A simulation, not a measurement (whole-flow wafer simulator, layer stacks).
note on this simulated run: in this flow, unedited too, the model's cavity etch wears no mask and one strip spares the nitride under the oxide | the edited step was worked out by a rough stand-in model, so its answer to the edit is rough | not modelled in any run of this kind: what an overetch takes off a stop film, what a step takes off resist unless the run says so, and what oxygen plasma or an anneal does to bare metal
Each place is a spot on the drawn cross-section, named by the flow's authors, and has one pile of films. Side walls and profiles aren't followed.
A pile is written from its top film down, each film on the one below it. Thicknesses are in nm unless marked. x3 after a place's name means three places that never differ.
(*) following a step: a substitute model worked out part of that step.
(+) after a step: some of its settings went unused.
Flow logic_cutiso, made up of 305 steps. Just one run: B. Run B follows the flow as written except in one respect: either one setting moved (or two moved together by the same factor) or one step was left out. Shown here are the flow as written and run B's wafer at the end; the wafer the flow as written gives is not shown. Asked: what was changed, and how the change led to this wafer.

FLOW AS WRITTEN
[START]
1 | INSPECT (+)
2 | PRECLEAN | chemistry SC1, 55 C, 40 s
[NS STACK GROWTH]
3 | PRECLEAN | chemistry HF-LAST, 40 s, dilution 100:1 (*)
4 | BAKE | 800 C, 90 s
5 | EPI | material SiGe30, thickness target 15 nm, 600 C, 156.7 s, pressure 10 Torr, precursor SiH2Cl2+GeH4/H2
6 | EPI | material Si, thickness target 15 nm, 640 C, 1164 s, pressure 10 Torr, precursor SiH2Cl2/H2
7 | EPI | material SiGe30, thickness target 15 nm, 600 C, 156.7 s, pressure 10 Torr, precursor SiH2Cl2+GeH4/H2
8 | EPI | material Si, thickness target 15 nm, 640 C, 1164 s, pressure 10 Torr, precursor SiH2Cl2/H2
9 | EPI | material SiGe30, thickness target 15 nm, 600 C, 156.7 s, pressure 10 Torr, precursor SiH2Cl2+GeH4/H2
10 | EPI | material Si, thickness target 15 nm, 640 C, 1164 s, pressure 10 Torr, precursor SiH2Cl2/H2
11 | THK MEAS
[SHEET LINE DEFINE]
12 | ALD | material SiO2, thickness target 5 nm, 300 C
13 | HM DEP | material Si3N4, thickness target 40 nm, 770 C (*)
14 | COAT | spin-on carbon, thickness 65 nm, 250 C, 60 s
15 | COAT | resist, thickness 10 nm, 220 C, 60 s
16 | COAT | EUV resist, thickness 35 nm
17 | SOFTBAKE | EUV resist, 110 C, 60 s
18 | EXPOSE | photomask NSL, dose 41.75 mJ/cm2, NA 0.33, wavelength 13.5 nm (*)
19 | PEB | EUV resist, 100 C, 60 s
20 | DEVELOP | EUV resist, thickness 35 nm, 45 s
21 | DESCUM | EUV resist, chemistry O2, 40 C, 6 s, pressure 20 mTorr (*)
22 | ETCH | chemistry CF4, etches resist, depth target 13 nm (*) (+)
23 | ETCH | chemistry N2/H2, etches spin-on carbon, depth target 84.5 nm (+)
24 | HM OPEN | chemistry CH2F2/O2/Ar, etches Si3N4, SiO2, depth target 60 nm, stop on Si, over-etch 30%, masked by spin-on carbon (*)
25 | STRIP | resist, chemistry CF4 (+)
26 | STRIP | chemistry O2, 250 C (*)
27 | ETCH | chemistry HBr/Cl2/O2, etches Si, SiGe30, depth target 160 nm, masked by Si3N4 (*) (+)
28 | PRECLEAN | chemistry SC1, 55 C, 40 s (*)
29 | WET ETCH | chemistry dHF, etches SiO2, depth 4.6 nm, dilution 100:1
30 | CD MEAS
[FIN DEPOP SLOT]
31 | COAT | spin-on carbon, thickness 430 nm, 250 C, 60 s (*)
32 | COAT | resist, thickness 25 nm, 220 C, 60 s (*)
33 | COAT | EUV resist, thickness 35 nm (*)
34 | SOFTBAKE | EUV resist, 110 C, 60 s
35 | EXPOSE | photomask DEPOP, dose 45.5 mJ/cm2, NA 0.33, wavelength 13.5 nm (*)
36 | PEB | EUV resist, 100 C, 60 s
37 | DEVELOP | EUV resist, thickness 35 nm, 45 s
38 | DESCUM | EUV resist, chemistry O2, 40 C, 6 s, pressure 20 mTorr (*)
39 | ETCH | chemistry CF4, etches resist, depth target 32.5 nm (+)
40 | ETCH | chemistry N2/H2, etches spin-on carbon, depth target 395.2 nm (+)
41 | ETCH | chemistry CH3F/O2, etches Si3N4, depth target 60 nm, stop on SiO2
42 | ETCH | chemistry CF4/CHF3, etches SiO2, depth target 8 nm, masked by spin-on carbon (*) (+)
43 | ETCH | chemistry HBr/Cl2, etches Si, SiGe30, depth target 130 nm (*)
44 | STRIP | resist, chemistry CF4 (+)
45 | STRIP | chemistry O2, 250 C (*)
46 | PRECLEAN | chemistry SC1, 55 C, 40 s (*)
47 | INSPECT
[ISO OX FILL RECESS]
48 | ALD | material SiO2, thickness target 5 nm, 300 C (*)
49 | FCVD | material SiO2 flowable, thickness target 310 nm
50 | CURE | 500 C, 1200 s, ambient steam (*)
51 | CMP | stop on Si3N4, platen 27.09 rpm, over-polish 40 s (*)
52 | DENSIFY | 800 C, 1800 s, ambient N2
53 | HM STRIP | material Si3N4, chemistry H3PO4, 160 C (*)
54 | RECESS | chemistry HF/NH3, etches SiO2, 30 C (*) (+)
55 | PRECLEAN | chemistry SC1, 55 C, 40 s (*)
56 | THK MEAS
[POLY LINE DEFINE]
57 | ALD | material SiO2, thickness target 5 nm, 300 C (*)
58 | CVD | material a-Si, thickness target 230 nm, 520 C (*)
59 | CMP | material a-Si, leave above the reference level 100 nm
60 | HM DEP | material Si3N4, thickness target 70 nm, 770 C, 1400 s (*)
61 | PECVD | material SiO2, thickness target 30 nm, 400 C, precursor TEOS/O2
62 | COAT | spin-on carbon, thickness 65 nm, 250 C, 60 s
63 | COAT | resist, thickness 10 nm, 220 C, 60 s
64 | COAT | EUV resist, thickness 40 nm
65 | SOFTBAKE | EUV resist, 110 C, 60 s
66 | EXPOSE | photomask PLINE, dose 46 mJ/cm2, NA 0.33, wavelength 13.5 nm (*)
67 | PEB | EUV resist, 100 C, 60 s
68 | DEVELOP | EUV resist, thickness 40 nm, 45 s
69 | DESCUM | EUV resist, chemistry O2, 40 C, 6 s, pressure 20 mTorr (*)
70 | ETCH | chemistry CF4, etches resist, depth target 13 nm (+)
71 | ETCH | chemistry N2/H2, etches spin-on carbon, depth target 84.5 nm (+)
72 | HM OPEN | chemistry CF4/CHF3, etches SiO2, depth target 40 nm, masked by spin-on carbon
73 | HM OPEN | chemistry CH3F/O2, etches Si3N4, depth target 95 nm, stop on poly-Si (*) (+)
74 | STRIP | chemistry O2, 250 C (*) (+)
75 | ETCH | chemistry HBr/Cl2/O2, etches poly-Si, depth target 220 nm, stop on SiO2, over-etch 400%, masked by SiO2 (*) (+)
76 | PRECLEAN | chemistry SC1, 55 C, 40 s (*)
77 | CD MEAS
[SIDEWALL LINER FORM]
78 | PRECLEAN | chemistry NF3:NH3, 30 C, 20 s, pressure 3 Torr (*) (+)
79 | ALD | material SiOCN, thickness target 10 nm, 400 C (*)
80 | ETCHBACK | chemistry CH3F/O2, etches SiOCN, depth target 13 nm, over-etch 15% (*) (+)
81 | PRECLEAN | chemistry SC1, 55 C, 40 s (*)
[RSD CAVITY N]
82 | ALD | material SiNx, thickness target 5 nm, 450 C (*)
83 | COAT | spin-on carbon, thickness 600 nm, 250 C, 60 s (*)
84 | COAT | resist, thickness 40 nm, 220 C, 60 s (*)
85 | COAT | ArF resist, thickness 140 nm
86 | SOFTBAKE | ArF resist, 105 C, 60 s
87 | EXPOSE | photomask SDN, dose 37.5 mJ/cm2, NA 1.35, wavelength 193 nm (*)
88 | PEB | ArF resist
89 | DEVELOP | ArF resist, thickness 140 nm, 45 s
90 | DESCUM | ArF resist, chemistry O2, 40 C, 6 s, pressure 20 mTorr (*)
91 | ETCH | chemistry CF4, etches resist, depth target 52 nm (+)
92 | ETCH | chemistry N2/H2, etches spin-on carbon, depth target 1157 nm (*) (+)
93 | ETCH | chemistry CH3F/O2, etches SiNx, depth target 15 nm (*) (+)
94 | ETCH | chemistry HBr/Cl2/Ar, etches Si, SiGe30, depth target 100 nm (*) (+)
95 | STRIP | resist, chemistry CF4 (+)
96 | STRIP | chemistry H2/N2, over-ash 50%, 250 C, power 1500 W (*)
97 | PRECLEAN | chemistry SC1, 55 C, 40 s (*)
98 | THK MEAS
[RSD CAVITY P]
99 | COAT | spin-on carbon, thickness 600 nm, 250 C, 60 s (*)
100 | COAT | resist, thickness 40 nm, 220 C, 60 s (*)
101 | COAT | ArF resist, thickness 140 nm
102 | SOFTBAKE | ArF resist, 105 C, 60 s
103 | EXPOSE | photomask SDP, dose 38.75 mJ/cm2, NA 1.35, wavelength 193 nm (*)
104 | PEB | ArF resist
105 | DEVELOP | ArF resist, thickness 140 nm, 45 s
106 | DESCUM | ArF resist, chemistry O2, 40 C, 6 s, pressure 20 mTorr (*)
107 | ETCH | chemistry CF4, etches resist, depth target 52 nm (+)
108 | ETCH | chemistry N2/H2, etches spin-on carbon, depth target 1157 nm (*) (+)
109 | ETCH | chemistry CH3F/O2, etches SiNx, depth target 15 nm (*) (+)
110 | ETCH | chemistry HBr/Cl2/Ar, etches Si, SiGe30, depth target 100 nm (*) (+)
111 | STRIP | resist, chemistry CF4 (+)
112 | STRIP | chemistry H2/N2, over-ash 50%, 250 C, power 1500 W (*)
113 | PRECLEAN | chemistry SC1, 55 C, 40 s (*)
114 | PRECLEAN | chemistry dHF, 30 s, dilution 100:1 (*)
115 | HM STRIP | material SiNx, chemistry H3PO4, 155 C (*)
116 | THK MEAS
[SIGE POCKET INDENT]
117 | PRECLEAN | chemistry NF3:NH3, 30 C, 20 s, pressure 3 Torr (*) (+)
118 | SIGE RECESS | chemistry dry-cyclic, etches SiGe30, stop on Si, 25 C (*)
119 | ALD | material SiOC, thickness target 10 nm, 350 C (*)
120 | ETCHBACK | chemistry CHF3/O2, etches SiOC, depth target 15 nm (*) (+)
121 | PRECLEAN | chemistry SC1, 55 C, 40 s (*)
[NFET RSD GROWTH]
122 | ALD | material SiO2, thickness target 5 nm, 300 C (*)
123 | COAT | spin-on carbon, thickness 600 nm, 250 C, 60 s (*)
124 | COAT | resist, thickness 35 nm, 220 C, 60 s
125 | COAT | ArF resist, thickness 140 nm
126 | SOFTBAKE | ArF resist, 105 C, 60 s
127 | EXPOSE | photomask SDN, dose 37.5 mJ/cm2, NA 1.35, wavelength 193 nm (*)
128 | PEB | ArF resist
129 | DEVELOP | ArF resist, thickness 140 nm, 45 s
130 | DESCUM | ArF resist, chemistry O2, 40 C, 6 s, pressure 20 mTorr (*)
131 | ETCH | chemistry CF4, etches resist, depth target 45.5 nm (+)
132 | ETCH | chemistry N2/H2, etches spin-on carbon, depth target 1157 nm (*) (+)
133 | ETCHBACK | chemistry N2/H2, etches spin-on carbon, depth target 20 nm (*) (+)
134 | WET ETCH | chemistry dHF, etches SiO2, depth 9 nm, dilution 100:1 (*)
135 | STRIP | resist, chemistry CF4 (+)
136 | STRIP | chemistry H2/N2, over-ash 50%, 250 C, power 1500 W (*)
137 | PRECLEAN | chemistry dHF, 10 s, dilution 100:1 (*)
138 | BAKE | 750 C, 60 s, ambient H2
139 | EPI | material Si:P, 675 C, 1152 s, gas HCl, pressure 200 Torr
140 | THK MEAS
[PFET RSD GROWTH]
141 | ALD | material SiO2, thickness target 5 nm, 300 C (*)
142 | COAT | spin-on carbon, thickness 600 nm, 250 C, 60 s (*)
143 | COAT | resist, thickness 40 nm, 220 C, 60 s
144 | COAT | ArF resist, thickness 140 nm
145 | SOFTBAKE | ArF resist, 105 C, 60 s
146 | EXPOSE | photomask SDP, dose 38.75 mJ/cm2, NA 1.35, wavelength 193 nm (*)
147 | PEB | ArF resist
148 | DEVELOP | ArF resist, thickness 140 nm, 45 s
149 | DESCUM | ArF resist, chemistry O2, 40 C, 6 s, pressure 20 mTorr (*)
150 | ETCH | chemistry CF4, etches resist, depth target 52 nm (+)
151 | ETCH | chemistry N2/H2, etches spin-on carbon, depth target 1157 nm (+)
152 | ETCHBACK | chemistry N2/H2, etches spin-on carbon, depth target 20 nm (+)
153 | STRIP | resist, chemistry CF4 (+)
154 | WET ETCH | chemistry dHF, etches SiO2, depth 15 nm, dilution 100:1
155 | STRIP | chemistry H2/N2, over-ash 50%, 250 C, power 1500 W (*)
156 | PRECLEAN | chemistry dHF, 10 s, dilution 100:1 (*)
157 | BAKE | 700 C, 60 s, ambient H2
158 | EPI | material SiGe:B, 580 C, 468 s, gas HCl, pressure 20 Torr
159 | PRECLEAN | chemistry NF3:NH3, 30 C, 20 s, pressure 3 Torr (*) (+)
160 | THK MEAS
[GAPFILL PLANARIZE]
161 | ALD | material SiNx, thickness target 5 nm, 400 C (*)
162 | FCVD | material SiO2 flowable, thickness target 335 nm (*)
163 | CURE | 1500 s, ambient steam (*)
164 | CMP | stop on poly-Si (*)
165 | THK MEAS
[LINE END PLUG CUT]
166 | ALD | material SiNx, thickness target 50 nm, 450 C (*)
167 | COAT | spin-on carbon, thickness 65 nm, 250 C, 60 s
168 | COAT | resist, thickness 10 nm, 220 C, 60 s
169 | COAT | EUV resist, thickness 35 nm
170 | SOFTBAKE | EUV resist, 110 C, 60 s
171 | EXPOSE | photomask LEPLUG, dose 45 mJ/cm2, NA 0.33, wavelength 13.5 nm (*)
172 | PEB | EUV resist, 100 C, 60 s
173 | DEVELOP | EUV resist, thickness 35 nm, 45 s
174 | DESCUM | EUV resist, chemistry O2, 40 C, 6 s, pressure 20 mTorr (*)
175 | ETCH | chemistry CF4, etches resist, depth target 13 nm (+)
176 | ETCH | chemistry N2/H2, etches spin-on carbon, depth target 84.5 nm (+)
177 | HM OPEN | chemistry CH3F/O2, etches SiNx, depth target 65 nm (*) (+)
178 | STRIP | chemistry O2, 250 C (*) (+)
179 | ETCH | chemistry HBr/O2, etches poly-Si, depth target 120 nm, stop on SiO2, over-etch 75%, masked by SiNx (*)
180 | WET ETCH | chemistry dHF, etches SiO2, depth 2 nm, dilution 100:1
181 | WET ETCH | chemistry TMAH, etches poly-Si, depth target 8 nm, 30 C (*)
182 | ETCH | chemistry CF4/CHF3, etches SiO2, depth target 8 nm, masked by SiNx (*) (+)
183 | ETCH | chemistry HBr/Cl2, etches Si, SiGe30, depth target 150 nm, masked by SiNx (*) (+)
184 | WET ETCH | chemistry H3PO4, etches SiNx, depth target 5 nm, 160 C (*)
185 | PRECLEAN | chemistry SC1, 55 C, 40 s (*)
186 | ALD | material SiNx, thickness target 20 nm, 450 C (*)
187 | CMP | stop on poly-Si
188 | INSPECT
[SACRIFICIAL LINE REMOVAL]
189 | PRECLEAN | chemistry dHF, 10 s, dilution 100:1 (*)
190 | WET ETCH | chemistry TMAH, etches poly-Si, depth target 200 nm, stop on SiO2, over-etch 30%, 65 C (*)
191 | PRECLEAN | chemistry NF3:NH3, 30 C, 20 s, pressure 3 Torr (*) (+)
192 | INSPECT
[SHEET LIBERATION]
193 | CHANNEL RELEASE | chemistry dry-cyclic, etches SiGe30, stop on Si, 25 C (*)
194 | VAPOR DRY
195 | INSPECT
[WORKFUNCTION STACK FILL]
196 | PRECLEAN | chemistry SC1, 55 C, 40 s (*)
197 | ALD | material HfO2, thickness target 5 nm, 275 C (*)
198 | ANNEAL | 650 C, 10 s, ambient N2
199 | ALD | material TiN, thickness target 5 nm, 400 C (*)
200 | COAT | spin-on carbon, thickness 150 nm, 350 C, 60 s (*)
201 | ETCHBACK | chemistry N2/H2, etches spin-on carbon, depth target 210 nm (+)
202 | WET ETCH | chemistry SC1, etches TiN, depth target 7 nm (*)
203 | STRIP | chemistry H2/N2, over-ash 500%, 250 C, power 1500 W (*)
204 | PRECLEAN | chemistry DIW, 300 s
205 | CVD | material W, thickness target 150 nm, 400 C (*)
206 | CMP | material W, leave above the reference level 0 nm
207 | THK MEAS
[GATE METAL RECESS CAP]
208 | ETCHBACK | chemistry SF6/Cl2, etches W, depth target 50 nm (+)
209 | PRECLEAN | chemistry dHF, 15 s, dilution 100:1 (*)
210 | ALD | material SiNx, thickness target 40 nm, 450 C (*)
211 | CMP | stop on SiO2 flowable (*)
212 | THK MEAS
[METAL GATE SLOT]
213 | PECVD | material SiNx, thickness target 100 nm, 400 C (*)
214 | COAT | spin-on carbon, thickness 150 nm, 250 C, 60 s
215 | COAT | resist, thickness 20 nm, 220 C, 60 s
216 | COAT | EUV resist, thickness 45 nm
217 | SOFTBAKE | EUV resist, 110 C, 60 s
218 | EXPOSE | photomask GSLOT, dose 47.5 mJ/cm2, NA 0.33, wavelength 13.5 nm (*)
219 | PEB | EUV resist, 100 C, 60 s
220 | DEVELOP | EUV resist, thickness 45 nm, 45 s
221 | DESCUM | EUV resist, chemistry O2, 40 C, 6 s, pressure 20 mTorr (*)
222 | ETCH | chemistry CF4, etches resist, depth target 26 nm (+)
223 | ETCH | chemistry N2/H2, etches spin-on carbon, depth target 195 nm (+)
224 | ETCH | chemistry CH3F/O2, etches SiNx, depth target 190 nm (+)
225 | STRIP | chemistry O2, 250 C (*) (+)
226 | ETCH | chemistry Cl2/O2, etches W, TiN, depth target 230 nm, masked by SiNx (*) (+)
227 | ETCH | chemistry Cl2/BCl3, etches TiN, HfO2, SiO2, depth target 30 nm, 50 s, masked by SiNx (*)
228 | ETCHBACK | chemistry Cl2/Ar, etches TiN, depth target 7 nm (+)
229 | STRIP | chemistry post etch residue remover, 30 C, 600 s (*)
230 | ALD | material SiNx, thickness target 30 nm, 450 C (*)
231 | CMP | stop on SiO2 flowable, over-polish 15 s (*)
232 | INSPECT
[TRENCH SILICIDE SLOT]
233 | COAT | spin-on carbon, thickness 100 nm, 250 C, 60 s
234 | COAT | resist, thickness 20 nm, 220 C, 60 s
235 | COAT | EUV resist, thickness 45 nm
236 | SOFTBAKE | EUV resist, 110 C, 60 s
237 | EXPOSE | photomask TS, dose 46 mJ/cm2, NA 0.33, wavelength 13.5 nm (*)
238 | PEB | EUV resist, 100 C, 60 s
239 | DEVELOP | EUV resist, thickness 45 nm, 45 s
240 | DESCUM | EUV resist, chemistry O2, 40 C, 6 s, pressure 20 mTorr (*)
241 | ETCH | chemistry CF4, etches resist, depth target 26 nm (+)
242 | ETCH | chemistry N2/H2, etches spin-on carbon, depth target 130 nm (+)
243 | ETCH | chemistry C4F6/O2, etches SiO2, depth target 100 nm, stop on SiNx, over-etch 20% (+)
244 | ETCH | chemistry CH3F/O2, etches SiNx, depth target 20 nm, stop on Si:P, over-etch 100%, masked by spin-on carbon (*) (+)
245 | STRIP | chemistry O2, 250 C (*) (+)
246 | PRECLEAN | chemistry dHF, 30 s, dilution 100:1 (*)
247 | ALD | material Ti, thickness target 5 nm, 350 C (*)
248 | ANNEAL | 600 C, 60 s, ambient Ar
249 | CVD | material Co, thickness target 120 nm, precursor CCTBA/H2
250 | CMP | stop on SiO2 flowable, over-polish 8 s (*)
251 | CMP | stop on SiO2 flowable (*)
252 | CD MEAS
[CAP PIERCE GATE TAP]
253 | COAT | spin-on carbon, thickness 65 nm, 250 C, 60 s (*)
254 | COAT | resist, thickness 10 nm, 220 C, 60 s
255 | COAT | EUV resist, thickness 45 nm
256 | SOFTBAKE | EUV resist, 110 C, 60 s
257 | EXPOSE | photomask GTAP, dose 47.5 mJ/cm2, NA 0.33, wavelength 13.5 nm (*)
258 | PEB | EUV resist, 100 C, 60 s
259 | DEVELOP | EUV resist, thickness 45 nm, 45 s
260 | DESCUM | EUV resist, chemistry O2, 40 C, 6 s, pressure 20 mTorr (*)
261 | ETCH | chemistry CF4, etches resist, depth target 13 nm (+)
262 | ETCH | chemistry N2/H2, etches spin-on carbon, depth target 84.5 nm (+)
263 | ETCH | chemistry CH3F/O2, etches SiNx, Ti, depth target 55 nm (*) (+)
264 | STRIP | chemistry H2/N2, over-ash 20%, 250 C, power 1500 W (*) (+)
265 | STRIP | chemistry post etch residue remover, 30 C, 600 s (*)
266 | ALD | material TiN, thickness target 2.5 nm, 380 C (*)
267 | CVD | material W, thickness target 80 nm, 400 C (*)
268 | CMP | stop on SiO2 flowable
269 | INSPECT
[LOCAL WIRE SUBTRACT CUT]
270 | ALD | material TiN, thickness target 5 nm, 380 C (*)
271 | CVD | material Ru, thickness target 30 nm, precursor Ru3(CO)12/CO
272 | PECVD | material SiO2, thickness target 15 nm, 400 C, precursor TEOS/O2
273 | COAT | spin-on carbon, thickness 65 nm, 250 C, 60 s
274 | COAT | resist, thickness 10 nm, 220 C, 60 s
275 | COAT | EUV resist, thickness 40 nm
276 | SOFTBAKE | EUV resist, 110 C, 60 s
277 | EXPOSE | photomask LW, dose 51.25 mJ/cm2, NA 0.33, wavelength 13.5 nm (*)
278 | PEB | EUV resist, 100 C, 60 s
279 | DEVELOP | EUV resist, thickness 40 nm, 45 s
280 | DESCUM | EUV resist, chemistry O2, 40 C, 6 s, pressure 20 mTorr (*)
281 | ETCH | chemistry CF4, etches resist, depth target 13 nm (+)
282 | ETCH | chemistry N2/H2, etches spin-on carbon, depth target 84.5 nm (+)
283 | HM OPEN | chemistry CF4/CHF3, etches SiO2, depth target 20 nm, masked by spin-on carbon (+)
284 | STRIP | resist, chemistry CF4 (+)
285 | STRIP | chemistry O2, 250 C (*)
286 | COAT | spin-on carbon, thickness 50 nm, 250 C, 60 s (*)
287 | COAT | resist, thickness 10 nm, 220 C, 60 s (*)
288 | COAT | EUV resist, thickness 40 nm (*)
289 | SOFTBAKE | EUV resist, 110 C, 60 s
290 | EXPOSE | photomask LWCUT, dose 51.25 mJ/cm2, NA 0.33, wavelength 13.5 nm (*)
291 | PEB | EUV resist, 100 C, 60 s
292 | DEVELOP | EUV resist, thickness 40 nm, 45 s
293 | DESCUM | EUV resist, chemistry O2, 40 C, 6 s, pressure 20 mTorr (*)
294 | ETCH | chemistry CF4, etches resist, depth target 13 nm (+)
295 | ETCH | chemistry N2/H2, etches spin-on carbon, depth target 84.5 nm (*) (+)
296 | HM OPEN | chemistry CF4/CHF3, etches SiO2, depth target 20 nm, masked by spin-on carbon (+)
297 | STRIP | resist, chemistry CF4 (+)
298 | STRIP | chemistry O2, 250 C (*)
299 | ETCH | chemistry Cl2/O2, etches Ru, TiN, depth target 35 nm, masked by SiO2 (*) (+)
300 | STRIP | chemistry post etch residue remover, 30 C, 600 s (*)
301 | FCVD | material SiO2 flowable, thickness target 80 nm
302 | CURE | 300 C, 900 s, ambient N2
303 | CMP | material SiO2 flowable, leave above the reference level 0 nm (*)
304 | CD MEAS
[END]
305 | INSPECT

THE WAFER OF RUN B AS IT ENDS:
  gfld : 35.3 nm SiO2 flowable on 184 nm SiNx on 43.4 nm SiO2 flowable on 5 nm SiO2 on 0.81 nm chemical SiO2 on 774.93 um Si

The reason: step 227, ETCH: depth target 25.5 nm was run, while the flow as written has depth target 30 nm.

The path from the change to this, step by step:
  227 | ETCH | chemistry Cl2/BCl3, etches TiN, HfO2, SiO2, depth target 30 nm, 50 s, masked by SiNx (*)
      gfld: HfO2 loses 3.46 (all of it), SiO2 flowable loses 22 (in the flow as written it would be: HfO2 loses 3.46 (all of it), SiO2 flowable loses 26.5)
